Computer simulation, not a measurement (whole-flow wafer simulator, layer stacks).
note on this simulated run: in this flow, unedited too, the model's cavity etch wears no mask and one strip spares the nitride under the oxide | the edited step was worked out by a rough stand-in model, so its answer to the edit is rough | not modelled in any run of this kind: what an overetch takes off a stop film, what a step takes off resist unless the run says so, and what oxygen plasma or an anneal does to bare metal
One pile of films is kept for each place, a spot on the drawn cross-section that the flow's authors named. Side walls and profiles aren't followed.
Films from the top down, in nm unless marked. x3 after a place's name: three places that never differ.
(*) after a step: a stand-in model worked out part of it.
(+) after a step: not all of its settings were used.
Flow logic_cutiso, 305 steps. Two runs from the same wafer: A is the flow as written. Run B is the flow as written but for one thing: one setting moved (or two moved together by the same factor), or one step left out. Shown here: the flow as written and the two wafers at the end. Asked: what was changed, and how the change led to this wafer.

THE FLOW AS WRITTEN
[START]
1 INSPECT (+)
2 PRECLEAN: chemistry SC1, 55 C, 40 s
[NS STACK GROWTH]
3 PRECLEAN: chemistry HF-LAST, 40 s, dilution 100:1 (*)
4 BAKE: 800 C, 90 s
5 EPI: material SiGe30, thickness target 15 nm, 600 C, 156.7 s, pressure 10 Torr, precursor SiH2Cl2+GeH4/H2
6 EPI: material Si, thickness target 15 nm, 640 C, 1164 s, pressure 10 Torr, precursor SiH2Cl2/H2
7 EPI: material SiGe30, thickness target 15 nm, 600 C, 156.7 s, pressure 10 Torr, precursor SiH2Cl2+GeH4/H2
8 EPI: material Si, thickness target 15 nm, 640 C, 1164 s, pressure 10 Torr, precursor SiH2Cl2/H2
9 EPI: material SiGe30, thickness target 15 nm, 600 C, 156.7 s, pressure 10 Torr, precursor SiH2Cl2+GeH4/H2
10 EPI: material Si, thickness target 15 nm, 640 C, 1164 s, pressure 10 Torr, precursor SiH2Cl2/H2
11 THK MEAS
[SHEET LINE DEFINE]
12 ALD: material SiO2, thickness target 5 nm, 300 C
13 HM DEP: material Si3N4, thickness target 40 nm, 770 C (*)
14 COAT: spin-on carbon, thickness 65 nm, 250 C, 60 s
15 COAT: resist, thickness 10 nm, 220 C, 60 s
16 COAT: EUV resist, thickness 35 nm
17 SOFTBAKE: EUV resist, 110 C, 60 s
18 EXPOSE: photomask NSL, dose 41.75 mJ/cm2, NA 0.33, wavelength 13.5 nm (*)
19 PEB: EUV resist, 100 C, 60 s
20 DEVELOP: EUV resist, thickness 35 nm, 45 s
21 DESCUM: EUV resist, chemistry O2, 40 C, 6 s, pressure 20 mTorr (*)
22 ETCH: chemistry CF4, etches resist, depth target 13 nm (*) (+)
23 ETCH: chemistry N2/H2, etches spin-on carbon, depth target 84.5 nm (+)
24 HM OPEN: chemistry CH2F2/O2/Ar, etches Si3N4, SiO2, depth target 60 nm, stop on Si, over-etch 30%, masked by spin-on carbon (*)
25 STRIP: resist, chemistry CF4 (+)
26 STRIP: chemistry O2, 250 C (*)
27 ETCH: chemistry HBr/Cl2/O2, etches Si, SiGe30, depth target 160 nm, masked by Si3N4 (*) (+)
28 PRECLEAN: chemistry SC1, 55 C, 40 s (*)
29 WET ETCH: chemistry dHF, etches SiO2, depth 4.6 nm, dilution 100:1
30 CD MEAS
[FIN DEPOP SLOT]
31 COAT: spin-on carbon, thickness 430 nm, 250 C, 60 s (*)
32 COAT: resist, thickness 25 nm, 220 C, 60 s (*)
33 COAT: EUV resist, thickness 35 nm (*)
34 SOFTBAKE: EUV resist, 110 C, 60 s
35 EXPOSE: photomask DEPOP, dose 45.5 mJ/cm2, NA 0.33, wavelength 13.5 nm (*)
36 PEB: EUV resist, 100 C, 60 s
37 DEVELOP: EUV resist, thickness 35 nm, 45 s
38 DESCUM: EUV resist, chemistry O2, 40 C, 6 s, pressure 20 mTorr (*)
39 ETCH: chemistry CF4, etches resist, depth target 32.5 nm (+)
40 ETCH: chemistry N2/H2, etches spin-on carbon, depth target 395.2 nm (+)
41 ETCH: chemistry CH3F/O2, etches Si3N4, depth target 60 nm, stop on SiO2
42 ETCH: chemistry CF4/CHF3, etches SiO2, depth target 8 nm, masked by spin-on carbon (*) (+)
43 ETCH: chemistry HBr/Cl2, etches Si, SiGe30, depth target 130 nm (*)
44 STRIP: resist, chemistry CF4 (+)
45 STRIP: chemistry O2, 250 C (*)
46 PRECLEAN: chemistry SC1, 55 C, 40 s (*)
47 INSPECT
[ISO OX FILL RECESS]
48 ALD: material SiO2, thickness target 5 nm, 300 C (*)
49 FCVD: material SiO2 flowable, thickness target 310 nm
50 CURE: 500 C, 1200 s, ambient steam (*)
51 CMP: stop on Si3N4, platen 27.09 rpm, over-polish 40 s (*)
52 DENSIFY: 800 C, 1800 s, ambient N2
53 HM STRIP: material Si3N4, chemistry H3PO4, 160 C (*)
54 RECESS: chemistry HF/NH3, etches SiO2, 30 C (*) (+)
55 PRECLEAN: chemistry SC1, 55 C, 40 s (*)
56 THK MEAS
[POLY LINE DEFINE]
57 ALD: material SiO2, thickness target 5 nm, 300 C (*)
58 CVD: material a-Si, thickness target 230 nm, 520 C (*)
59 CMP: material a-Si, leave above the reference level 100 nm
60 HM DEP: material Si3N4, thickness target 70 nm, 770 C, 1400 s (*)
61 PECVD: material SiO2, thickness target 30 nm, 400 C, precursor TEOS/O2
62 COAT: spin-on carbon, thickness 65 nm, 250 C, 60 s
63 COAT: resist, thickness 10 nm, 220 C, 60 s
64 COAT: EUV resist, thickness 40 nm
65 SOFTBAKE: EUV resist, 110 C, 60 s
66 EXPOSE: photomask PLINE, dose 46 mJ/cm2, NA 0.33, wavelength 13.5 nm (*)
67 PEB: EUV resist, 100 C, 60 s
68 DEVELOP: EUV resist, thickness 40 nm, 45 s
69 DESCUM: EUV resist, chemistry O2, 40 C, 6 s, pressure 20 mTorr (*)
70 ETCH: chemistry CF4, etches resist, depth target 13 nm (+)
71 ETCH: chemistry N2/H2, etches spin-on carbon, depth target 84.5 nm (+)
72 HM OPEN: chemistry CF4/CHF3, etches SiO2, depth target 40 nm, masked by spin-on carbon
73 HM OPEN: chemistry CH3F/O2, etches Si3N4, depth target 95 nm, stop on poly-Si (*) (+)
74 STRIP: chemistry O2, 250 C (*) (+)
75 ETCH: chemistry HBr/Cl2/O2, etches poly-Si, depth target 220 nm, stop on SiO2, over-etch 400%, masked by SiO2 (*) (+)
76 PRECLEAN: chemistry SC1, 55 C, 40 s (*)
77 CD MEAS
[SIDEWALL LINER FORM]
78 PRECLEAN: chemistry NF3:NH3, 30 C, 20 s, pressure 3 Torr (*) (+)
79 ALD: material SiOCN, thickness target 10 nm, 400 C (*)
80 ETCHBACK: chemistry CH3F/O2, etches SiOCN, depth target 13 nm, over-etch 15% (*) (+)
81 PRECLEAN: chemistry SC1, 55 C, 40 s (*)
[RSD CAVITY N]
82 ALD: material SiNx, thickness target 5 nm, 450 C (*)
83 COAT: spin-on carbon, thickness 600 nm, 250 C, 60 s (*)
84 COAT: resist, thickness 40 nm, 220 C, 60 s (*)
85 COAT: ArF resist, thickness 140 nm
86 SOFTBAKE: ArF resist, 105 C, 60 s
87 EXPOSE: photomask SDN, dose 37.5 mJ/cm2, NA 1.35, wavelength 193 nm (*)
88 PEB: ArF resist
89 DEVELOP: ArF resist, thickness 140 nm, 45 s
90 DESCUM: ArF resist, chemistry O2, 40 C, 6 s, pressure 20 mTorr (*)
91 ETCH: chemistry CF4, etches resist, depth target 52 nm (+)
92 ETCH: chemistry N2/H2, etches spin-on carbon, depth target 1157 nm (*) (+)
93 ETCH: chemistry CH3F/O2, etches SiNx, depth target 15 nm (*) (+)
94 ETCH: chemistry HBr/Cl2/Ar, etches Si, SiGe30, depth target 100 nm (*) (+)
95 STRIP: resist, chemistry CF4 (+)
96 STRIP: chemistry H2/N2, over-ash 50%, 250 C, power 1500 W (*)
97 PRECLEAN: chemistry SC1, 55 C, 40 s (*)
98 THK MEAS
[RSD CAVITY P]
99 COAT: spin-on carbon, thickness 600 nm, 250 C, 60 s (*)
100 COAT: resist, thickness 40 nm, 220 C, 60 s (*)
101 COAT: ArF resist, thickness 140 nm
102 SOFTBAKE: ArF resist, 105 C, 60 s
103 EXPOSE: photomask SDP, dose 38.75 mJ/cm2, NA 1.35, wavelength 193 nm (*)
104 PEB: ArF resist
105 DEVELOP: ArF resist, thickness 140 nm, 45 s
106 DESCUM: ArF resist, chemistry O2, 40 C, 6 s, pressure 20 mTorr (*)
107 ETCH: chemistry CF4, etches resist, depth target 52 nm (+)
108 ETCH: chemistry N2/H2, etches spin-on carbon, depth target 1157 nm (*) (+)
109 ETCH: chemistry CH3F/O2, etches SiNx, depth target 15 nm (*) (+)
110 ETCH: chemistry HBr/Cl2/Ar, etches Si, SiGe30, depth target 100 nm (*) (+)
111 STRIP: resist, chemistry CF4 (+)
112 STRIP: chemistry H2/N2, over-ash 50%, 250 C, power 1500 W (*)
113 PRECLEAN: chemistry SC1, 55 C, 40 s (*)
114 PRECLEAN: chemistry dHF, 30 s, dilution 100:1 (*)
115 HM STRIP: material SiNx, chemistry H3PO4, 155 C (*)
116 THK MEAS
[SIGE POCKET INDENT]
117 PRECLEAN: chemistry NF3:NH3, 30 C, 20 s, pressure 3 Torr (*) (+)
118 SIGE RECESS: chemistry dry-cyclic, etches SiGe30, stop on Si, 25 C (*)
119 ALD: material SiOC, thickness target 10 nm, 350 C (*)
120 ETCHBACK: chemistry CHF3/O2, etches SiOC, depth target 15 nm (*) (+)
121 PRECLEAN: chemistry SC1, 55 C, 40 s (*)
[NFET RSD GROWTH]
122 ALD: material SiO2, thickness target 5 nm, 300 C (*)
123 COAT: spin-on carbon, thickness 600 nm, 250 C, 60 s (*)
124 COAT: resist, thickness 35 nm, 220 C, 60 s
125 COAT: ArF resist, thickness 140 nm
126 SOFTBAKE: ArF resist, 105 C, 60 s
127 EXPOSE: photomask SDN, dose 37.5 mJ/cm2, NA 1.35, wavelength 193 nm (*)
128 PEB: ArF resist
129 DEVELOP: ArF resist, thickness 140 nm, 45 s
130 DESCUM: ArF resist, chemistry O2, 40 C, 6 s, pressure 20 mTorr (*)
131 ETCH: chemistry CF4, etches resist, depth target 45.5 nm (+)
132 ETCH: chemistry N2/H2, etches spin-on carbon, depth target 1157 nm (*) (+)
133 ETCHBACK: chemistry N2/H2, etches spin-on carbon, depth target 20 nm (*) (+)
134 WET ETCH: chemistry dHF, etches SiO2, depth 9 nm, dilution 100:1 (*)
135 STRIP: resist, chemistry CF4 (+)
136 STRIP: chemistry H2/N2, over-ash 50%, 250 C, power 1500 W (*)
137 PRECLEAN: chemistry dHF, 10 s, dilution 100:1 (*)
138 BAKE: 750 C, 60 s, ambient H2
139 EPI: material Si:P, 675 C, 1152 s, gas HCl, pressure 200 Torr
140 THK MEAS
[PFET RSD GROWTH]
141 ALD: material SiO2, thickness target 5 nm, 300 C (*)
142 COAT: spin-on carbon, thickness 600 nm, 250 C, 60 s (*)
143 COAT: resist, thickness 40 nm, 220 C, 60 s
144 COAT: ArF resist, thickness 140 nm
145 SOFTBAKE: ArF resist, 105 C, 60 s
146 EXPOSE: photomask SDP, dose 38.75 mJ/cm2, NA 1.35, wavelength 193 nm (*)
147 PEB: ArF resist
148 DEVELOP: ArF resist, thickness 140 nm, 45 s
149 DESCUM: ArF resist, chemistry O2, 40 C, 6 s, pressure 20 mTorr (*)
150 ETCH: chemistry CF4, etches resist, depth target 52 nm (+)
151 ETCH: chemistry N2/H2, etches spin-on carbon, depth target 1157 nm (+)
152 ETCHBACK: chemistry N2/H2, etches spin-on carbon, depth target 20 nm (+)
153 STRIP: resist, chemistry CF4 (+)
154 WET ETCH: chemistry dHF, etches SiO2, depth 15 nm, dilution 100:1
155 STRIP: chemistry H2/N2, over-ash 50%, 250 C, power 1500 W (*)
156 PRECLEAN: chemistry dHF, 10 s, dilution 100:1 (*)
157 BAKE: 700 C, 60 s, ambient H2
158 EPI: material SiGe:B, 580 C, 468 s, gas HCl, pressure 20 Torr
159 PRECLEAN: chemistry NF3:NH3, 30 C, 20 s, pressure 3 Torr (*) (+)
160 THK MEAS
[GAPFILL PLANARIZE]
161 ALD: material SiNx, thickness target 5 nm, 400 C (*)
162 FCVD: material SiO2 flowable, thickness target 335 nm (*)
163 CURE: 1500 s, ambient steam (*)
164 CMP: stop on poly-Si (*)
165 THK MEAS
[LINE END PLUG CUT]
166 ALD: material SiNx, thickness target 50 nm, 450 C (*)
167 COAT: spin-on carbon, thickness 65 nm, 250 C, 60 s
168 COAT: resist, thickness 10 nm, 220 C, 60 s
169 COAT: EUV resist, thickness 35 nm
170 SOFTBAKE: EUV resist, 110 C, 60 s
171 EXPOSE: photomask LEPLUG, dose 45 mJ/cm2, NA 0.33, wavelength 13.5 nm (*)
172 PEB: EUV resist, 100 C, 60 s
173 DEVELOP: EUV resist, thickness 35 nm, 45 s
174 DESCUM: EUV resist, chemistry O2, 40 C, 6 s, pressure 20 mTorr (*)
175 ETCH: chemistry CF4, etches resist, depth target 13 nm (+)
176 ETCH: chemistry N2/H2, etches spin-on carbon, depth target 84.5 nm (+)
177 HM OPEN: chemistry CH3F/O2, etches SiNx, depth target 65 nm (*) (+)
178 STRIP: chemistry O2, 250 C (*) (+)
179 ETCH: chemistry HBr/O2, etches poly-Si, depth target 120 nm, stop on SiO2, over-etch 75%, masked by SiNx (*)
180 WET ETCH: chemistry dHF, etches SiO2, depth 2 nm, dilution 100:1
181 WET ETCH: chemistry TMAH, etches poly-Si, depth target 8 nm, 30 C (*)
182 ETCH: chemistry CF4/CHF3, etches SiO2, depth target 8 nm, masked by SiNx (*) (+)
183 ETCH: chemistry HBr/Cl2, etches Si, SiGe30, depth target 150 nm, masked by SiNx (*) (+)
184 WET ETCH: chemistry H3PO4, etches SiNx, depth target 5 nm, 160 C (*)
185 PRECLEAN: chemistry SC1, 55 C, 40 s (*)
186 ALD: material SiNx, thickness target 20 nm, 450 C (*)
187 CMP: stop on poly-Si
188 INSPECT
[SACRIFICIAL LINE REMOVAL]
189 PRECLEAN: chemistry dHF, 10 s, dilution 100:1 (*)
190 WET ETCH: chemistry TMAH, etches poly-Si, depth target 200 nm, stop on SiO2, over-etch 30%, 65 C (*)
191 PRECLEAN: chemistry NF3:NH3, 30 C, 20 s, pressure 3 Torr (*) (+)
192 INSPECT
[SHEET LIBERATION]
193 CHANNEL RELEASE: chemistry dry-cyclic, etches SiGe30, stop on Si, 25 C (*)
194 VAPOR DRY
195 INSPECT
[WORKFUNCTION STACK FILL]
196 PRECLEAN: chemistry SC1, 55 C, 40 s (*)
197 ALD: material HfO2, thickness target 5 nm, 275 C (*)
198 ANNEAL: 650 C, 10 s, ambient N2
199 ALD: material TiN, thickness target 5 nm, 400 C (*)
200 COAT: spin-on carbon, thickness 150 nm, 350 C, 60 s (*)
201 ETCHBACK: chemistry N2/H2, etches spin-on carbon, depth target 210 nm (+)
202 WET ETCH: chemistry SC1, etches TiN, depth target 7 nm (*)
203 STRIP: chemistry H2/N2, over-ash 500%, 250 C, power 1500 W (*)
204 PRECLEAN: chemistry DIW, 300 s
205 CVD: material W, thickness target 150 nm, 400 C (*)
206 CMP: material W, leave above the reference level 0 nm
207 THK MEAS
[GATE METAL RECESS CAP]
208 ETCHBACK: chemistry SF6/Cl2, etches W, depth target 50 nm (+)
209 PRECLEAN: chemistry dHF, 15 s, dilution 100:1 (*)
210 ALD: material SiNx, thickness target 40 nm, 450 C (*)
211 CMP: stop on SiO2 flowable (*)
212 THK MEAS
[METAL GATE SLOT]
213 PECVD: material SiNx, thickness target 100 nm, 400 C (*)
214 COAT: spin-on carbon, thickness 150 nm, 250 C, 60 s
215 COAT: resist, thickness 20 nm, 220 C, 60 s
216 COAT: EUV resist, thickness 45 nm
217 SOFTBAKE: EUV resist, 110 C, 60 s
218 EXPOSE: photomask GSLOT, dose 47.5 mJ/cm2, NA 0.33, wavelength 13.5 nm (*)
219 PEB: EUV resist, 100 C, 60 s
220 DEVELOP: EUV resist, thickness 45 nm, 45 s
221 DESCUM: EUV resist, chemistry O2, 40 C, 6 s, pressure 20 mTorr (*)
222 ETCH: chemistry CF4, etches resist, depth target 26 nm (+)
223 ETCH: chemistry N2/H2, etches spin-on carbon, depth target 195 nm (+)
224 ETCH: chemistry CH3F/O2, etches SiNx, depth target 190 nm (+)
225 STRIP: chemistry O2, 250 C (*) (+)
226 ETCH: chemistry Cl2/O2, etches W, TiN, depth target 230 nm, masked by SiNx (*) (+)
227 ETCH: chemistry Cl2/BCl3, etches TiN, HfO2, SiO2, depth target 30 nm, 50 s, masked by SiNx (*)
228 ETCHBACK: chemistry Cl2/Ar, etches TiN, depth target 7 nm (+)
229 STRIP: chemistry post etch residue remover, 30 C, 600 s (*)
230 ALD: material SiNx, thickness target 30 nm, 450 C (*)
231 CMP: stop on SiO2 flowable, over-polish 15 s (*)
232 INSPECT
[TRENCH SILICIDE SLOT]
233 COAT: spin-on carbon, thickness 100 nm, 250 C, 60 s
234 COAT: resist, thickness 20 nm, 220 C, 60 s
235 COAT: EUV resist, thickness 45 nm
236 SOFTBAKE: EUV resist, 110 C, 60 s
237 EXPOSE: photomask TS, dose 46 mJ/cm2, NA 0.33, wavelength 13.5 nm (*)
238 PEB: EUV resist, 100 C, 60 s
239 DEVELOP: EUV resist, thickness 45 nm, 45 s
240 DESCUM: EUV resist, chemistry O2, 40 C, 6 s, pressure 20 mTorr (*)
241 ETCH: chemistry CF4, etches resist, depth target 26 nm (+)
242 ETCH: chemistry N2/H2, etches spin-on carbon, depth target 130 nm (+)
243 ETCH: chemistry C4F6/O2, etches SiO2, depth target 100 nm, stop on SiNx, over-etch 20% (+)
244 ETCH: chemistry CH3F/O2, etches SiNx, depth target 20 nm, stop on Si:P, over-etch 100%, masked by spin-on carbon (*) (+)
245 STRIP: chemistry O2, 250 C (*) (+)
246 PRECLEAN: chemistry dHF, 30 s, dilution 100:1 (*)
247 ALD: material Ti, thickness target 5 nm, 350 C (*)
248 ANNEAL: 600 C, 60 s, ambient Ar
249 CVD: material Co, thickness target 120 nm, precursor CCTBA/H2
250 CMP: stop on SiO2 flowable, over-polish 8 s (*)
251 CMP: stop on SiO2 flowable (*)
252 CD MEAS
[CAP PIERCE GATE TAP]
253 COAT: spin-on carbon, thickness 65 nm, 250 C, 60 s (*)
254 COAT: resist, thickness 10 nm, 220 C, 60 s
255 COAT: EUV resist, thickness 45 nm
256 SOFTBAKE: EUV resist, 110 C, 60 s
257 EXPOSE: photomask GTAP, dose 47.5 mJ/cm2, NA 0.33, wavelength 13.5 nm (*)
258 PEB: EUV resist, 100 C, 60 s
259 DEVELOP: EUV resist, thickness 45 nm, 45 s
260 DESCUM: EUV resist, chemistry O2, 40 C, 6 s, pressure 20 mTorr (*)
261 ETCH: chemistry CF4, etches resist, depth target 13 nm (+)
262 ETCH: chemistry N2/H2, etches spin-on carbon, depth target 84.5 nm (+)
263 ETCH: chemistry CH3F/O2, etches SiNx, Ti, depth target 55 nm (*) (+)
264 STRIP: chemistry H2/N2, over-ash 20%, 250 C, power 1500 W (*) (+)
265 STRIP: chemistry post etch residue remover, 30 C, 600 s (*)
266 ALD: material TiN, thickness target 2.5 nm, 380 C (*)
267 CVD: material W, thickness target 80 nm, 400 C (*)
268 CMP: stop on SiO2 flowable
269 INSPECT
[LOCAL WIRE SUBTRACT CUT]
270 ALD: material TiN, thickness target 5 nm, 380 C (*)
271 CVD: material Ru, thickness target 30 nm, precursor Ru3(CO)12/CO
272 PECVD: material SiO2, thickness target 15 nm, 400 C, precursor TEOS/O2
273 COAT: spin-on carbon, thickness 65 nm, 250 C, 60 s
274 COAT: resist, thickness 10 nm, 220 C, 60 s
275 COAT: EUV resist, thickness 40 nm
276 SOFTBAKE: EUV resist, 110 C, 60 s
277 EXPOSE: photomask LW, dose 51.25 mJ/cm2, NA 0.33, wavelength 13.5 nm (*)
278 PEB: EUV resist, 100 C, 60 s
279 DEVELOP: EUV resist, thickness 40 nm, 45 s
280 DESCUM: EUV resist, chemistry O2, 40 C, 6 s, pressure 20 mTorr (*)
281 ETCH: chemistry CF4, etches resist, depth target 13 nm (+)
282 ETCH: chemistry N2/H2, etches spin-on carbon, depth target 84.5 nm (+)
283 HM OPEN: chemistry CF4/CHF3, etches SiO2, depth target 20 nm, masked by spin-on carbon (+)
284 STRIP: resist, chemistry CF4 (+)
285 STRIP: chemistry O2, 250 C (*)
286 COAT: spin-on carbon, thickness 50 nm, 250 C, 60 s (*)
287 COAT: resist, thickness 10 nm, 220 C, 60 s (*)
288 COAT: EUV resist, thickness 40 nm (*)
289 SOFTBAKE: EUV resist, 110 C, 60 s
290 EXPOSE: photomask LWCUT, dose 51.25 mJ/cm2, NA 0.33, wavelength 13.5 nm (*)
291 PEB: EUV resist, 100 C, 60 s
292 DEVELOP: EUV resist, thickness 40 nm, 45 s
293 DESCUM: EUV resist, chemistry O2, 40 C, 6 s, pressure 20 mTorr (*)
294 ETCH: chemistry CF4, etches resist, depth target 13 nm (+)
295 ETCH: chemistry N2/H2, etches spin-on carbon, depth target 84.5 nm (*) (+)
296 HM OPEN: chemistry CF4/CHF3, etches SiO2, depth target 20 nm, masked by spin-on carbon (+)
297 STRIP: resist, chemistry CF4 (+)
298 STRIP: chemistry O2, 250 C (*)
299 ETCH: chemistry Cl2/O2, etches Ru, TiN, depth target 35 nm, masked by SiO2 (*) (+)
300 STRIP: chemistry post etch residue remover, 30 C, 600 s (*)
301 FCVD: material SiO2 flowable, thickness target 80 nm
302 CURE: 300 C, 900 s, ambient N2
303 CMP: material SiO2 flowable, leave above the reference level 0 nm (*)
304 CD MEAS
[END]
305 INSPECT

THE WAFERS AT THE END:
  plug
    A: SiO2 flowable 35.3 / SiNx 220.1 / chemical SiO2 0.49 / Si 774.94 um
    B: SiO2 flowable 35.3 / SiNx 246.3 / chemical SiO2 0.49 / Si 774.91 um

The cause: step 183, ETCH: depth target 176.2 nm was run, where the flow has depth target 150 nm.

How the change led to this, step by step:
  183 ETCH: chemistry HBr/Cl2, etches Si, SiGe30, depth target 150 nm, masked by SiNx (*) (+)
      depop, dpovl, gfld and 18 more: A SiNx -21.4 | B SiNx -25.2
      plug: A Si -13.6 (all of it), SiGe30 -15 (all of it), Si -15 (all of it), SiGe30 -15 (all of it), Si -15 (all of it), SiGe30 -15 (all of it), Si -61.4 | B Si -13.6 (all of it), SiGe30 -15 (all of it), Si -15 (all of it), SiGe30 -15 (all of it), Si -15 (all of it), SiGe30 -15 (all of it), Si -87.6
  186 ALD: material SiNx, thickness target 20 nm, 450 C (*)
      plug: A SiNx +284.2 (new film) | B SiNx +306.6 (new film)
  187 CMP: stop on poly-Si
      depop, dpovl, gfld and 18 more: A SiNx -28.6 (all of it) | B SiNx -24.8 (all of it)
      plug: A SiNx -28.6 | B SiNx -24.8
